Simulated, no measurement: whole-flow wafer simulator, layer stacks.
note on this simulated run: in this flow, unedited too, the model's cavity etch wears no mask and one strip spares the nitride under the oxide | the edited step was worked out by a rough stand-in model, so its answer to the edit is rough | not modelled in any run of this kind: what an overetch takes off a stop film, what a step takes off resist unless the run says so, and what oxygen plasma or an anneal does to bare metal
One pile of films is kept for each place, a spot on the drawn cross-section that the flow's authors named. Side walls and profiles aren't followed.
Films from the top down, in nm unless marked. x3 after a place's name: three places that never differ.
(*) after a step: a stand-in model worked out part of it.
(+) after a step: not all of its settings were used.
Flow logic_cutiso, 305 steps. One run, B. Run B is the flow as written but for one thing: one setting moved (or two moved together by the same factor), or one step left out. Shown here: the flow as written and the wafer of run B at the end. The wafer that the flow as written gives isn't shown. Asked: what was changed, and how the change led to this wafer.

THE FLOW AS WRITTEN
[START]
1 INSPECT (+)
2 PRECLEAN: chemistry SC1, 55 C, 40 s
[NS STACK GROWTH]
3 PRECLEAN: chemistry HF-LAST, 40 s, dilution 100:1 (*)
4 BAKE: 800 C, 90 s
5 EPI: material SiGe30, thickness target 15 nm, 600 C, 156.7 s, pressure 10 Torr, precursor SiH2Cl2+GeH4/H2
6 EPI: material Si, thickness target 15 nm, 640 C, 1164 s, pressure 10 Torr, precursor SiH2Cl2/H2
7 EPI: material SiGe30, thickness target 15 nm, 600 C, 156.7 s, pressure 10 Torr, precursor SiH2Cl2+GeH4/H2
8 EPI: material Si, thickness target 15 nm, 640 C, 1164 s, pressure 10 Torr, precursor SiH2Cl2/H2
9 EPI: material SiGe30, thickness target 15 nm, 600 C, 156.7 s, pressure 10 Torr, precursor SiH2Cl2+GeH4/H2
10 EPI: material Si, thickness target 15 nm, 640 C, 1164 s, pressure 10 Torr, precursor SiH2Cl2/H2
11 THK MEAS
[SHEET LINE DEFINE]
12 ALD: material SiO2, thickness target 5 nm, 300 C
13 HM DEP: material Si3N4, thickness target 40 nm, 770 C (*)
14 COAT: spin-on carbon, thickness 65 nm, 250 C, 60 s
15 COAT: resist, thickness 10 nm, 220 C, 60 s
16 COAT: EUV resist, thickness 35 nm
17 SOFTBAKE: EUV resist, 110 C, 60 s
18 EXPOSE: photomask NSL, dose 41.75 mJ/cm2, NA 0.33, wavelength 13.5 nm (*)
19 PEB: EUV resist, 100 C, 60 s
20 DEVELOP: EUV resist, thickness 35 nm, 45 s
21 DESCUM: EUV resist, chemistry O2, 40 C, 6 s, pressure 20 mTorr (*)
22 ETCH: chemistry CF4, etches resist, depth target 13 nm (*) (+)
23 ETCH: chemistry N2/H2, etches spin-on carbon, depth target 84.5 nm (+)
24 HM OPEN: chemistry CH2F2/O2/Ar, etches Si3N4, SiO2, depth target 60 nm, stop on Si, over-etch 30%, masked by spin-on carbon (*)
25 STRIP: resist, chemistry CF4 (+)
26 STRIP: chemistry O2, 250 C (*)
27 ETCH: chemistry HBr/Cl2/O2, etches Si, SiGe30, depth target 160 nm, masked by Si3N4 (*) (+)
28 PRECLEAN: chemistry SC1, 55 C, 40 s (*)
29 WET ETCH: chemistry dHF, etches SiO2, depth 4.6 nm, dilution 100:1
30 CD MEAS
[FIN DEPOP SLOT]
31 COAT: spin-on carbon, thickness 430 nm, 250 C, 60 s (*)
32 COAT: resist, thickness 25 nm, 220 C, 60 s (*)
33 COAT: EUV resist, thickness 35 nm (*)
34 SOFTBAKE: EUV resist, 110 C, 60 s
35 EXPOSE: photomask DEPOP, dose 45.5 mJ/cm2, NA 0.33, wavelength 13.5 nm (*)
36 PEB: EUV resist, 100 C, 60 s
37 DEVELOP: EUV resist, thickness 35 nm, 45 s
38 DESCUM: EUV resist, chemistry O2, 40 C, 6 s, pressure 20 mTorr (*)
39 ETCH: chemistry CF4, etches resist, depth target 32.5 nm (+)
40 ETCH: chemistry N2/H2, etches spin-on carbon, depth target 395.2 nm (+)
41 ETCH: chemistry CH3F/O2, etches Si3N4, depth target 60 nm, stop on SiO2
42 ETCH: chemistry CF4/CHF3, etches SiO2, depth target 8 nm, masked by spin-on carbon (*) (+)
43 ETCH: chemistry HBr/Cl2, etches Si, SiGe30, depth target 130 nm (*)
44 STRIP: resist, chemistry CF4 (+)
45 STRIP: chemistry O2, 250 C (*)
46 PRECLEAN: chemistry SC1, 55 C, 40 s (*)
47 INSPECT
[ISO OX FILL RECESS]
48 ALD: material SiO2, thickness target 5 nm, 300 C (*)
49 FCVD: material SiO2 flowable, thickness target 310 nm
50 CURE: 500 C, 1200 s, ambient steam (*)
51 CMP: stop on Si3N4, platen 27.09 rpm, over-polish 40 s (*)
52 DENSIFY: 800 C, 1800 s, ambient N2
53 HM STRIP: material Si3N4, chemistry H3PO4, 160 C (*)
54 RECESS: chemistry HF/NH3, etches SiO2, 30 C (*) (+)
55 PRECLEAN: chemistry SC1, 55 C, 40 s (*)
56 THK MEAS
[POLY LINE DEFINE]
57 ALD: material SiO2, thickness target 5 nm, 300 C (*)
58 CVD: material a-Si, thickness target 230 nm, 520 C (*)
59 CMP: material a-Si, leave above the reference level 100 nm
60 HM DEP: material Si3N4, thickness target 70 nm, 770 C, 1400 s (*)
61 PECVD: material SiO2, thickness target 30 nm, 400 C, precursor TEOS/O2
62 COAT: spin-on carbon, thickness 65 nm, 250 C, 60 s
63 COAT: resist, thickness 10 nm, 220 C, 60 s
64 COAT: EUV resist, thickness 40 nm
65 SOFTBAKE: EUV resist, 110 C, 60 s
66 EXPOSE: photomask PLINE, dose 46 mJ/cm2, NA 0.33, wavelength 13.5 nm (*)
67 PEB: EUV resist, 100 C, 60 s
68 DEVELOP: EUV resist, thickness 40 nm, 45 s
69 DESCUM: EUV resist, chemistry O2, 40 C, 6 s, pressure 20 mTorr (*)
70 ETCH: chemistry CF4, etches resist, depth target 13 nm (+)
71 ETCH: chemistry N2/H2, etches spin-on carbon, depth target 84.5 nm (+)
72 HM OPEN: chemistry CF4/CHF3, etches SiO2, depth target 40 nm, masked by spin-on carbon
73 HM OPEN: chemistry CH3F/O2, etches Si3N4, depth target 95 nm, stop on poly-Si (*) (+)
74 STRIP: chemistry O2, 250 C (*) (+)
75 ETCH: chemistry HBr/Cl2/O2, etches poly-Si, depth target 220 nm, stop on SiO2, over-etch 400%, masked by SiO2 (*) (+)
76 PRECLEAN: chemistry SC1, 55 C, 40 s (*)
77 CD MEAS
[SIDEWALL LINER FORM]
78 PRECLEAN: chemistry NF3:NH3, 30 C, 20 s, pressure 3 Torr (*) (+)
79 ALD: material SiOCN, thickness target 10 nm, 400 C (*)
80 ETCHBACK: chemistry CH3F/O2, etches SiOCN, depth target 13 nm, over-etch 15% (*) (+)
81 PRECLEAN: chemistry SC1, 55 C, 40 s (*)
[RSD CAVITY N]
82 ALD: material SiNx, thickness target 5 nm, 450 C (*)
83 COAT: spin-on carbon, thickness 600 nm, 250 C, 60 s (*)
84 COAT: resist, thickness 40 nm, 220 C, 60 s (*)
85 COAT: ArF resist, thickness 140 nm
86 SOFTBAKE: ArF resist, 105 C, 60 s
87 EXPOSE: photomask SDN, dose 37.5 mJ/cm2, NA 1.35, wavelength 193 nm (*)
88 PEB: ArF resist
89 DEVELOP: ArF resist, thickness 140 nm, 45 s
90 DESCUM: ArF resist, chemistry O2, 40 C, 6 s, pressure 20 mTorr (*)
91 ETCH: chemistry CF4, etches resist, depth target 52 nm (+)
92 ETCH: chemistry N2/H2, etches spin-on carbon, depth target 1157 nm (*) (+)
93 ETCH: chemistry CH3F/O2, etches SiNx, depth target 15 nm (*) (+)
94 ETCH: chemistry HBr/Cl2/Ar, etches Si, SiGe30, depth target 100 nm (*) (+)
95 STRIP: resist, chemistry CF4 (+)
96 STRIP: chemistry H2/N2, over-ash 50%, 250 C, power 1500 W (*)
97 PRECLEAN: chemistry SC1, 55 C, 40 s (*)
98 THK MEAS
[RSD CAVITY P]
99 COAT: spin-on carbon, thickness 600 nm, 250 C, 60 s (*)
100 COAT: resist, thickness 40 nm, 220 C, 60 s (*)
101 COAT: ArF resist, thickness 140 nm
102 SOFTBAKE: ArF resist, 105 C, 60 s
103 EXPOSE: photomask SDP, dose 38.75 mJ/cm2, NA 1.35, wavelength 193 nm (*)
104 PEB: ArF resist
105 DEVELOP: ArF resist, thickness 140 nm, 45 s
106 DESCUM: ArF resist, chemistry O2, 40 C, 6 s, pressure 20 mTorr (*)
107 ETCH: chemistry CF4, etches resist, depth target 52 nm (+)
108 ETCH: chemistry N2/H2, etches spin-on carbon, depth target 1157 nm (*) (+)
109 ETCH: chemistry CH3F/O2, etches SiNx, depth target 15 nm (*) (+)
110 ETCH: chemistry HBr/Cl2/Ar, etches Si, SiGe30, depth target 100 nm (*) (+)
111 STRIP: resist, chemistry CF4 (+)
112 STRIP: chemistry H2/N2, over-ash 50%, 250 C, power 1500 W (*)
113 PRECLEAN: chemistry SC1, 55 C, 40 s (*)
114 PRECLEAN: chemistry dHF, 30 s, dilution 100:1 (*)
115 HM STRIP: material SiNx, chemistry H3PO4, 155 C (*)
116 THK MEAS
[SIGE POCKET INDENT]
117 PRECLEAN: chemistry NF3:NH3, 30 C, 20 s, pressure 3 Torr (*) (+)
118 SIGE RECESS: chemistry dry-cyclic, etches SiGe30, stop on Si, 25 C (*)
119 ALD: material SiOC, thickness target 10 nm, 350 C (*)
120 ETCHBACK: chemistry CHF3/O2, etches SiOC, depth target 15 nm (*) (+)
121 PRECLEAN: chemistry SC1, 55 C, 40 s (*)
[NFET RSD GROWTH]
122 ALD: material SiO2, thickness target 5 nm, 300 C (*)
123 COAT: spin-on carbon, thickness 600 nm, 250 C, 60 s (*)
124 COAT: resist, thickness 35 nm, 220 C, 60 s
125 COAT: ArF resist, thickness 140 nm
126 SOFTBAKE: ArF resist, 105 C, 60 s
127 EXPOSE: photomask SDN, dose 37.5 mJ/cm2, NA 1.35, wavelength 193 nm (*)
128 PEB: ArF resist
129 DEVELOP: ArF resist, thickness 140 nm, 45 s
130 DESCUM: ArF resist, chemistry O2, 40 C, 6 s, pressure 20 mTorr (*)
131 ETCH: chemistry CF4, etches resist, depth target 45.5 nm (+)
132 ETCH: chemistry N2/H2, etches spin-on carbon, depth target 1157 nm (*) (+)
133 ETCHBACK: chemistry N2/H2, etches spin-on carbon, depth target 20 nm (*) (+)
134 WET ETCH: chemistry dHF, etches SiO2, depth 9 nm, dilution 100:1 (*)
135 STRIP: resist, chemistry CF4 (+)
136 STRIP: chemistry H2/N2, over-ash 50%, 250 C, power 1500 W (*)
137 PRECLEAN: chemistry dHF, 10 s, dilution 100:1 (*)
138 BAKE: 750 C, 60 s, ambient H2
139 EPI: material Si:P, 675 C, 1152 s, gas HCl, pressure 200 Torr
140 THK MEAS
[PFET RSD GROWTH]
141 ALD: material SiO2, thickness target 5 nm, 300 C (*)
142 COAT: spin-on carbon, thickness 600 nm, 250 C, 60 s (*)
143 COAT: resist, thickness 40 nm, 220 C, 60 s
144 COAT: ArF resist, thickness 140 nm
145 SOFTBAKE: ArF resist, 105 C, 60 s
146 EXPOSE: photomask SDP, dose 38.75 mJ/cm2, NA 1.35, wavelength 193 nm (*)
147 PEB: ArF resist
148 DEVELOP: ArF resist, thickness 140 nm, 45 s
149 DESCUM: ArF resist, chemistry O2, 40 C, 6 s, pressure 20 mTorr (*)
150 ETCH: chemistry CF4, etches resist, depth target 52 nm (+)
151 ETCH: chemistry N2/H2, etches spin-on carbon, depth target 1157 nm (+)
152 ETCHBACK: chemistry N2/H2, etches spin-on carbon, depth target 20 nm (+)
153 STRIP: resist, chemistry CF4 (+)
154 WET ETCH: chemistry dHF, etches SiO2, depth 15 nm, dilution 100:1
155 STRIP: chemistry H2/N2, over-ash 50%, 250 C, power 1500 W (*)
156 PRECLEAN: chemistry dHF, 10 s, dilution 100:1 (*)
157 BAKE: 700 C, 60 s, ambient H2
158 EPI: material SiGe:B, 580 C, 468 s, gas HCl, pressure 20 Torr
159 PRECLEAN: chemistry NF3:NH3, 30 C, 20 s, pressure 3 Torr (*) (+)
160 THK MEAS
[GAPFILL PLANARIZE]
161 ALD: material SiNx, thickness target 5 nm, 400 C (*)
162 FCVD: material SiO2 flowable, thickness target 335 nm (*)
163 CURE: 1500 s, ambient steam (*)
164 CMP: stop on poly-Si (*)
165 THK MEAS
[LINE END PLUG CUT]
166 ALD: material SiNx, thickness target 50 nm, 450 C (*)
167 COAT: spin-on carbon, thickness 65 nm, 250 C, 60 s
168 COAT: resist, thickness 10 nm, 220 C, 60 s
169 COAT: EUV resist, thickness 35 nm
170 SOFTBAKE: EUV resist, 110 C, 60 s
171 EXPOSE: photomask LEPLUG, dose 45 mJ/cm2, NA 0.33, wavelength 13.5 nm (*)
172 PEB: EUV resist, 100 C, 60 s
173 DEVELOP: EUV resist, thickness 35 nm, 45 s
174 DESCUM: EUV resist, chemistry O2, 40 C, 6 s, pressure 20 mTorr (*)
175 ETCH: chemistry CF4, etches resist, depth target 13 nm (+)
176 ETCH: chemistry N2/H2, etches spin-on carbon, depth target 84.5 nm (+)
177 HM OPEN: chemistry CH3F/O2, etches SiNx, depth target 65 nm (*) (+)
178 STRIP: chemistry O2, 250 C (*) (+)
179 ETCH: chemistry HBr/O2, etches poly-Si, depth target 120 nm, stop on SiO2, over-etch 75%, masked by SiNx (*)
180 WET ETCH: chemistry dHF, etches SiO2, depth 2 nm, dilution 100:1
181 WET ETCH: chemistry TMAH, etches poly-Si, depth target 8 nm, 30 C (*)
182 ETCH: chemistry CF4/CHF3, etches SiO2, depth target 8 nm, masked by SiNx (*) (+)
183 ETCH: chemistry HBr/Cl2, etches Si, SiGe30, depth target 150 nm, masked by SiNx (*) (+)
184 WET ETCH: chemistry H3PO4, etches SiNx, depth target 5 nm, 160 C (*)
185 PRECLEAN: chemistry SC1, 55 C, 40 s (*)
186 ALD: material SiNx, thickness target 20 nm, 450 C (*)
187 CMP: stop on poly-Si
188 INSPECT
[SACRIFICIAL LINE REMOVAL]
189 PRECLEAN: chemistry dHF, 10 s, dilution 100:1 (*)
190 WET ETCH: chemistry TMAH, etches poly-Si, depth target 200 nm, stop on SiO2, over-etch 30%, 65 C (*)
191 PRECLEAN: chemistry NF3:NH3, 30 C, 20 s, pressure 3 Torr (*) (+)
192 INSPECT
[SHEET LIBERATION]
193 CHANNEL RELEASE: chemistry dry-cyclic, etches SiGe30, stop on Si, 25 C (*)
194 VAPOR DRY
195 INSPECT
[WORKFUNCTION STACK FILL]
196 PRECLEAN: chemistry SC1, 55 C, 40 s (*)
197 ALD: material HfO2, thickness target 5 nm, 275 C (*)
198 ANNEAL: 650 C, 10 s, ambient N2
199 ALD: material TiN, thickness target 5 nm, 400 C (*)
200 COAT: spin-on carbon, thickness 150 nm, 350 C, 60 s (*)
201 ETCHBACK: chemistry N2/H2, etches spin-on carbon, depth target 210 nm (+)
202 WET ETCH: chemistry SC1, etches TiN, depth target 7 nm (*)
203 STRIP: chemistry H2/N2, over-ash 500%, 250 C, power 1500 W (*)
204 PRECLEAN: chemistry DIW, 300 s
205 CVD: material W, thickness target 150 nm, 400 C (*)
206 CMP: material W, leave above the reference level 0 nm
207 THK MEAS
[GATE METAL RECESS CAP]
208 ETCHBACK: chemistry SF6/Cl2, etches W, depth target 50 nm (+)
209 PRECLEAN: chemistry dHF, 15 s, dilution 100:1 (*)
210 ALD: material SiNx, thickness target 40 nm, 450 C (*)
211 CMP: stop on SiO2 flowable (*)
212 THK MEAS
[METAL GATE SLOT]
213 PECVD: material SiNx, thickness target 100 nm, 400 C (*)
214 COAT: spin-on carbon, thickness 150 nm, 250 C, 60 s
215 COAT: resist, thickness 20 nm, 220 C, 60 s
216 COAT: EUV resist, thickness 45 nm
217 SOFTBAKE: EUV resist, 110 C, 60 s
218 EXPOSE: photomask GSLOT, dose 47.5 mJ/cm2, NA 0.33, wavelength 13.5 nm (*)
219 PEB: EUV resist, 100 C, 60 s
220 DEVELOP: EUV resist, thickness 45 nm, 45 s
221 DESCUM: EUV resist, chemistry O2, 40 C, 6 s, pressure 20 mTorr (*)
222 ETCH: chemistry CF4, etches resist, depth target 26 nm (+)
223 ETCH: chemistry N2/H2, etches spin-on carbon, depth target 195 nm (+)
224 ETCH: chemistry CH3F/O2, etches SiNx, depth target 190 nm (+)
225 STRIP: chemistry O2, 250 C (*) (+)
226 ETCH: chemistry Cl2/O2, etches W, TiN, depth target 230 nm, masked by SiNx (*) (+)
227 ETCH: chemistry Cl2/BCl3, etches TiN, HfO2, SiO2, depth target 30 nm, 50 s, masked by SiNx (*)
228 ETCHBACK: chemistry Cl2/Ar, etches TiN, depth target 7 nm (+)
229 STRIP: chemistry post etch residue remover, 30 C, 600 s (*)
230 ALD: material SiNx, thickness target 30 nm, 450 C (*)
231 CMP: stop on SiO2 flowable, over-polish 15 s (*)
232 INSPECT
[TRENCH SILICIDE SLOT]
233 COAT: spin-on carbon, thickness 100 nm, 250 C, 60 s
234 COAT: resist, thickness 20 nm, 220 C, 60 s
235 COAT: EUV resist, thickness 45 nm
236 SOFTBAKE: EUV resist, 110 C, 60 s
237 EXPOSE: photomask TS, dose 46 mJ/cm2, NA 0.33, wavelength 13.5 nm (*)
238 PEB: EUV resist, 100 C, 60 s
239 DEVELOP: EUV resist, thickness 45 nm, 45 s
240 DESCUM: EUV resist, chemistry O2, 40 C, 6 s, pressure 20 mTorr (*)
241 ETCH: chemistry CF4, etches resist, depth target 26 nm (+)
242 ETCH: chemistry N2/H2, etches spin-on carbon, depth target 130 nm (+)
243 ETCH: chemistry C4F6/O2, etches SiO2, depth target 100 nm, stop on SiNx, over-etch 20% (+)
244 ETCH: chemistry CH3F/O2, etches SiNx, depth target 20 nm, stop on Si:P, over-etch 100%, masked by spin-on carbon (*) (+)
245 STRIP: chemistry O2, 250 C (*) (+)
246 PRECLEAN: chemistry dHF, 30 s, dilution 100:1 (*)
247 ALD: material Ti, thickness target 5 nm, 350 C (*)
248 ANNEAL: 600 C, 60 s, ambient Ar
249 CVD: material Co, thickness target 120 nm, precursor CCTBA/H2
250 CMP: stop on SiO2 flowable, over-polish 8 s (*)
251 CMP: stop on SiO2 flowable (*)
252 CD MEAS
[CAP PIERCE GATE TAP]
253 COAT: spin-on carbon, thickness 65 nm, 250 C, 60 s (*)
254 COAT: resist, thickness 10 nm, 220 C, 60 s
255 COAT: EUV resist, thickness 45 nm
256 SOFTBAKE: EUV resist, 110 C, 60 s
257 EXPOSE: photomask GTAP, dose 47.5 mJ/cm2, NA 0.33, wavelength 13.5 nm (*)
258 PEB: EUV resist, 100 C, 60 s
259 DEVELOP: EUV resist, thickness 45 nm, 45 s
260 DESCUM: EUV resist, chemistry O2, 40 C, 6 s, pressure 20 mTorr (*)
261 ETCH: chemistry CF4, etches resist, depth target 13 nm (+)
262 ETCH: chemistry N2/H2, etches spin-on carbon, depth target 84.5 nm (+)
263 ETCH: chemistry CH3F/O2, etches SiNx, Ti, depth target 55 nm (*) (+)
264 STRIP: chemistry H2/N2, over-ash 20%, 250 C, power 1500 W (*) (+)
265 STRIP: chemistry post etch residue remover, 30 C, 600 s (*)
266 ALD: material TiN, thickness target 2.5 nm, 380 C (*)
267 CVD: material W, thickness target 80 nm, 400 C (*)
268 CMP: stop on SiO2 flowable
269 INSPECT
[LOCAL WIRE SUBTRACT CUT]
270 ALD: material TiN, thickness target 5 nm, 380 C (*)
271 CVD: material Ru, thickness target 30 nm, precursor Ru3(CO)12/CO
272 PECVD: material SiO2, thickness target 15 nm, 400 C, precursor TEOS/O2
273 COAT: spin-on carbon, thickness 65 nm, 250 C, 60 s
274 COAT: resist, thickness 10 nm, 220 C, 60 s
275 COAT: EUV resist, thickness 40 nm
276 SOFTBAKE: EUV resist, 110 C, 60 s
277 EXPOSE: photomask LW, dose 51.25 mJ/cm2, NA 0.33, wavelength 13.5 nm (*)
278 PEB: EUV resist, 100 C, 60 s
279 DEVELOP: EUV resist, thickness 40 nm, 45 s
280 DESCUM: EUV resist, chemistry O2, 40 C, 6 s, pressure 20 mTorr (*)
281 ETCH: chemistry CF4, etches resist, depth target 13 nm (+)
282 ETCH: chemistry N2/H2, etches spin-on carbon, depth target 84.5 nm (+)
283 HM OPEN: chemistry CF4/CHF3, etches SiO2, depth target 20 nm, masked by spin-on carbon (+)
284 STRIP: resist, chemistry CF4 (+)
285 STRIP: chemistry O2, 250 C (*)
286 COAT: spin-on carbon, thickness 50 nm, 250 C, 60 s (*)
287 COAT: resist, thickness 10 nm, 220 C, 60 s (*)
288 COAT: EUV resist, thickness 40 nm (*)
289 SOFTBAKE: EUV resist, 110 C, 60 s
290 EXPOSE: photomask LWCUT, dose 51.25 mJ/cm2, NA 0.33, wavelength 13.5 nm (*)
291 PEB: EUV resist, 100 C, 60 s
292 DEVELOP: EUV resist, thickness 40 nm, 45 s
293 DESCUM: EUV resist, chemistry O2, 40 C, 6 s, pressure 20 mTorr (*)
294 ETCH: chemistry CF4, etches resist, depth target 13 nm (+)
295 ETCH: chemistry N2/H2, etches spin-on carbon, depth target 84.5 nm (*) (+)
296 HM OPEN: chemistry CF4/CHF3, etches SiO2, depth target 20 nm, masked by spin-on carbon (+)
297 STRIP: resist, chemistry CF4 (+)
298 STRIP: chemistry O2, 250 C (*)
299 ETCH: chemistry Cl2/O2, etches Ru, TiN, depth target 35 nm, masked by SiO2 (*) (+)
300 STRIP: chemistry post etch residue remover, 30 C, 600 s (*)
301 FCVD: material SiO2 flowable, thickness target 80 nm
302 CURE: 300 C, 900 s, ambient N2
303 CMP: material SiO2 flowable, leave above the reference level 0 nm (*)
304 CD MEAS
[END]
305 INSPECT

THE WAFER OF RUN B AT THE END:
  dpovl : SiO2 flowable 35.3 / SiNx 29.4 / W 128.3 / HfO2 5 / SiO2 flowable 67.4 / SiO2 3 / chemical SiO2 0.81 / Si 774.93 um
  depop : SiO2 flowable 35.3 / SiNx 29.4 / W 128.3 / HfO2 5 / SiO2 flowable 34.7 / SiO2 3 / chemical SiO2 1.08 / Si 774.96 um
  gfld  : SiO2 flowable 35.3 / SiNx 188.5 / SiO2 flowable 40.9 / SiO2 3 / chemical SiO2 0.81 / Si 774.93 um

The cause: step 48, ALD: thickness target 3 nm was run, where the flow has thickness target 5 nm.
It can be read off the wafer: dpovl has SiO2 3, and step 48 as written asks for 5 nm.

How the change led to this, step by step:
  48 ALD: material SiO2, thickness target 5 nm, 300 C (*)
      depop, dpovl, gfld and 19 more: SiO2 +3 (new film) (as written it would be: SiO2 +5 (new film))
  49 FCVD: material SiO2 flowable, thickness target 310 nm
      dpovl, nsgap: SiO2 flowable +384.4 (new film) (as written it would be: SiO2 flowable +392.6 (new film))
      depop: SiO2 flowable +351.7 (new film) (as written it would be: SiO2 flowable +359.9 (new film))
      (and at 2 more places)
  51 CMP: stop on Si3N4, platen 27.09 rpm, over-polish 40 s (*)
      gxn, gxp: SiO2 flowable -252 (all of it), SiO2 -3 (all of it), Si3N4 -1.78 (as written it would be: SiO2 flowable -253 (all of it), SiO2 -5 (all of it), Si3N4 -1.78)
      lnrt, tap: SiO2 flowable -253.2 (all of it), SiO2 -3 (all of it), Si3N4 -1.78 (as written it would be: SiO2 flowable -254.2 (all of it), SiO2 -5 (all of it), Si3N4 -1.78)
      (and at 14 more places)
  197 ALD: material HfO2, thickness target 5 nm, 275 C (*)
      gxf: HfO2 +5 (new film) (as written it would be: HfO2 +7.7 (new film))
  199 ALD: material TiN, thickness target 5 nm, 400 C (*)
      gxf: TiN +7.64 (new film) (as written it would be: TiN +5 (new film))
